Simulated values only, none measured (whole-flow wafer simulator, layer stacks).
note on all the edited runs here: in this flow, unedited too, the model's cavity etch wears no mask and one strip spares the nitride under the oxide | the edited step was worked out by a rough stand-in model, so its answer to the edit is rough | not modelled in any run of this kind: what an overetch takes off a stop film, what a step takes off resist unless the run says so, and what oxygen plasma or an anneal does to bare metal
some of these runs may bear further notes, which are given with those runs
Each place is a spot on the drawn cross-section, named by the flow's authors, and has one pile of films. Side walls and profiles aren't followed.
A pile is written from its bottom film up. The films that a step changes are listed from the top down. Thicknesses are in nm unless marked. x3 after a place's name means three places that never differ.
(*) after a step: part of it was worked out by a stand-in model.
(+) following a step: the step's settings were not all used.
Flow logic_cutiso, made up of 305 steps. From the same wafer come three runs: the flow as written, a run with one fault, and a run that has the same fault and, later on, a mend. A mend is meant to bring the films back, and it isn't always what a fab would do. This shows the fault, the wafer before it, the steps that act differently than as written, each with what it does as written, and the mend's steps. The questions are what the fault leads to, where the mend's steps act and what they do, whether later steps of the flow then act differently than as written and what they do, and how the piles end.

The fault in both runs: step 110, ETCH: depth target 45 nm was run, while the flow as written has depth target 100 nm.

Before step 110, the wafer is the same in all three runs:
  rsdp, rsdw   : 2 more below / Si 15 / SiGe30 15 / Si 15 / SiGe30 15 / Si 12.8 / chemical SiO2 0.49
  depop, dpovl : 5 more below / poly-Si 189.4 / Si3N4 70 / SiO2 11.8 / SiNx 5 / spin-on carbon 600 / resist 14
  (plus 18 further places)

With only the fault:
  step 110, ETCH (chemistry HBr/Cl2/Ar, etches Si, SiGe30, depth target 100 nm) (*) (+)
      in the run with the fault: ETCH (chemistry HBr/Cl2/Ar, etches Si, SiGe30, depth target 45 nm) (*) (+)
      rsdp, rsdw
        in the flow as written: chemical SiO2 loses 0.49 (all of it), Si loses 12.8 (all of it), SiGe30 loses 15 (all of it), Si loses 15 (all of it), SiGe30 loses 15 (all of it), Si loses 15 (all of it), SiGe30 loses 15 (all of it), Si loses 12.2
        in the run with the fault: chemical SiO2 loses 0.49 (all of it), Si loses 12.8 (all of it), SiGe30 loses 15 (all of it), Si loses 15 (all of it), SiGe30 loses 2.17
  Later steps of the flow acting differently than as written (10 more steps, not shown, differ only slightly: by at most 2% or 0.5 nm, whichever is larger):
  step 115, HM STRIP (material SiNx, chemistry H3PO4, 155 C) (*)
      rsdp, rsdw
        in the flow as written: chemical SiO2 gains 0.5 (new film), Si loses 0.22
        in the run with the fault: chemical SiO2 gains 0.5 (new film), SiGe30 loses 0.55
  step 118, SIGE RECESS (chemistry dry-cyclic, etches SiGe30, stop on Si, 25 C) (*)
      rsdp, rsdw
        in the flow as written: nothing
        in the run with the fault: SiGe30 loses 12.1 (all of it)
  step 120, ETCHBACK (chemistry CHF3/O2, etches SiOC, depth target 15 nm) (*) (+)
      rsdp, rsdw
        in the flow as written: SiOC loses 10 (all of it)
        in the run with the fault: SiOC loses 10 (all of it), Si loses 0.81
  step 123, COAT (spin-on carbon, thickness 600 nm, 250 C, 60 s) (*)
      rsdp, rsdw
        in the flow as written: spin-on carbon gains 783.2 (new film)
        in the run with the fault: spin-on carbon gains 746.5 (new film)
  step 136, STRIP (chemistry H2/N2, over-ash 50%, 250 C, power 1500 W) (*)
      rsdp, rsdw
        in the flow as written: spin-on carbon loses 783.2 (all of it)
        in the run with the fault: spin-on carbon loses 746.5 (all of it)
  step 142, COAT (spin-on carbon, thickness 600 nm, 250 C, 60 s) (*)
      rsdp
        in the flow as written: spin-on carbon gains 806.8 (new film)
        in the run with the fault: spin-on carbon gains 769.2 (new film)
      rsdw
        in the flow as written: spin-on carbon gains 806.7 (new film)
        in the run with the fault: spin-on carbon gains 769.2 (new film)
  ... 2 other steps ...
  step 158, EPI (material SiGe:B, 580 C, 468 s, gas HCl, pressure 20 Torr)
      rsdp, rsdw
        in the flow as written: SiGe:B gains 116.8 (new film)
        in the run with the fault: SiGe:B gains 75 (new film)
  At rsdp, rsdw, the piles at the end differ from the flow's by more than 2% or 0.5 nm, whichever is larger.
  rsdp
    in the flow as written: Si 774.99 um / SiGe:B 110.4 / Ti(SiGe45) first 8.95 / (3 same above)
    in the run with the fault: Si 775 um / SiGe30 15 / Si 13.9 / SiGe:B 68.5 / Ti(SiGe45) first 8.95 / (3 same above)
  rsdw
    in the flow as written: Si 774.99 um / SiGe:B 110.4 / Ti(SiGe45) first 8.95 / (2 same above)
    in the run with the fault: Si 775 um / SiGe30 15 / Si 13.9 / SiGe:B 68.5 / Ti(SiGe45) first 8.95 / (2 same above)

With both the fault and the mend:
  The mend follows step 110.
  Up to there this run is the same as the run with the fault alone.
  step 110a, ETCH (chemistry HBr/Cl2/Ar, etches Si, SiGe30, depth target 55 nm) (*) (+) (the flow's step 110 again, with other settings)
      rsdp, rsdw
        SiGe30 loses 12.8 (all of it), Si loses 15 (all of it), SiGe30 loses 15 (all of it), Si loses 12.2
  Later steps of the flow that are run all act as written at every place that is followed.
  At every place that both follow, the piles at the end match the flow's.
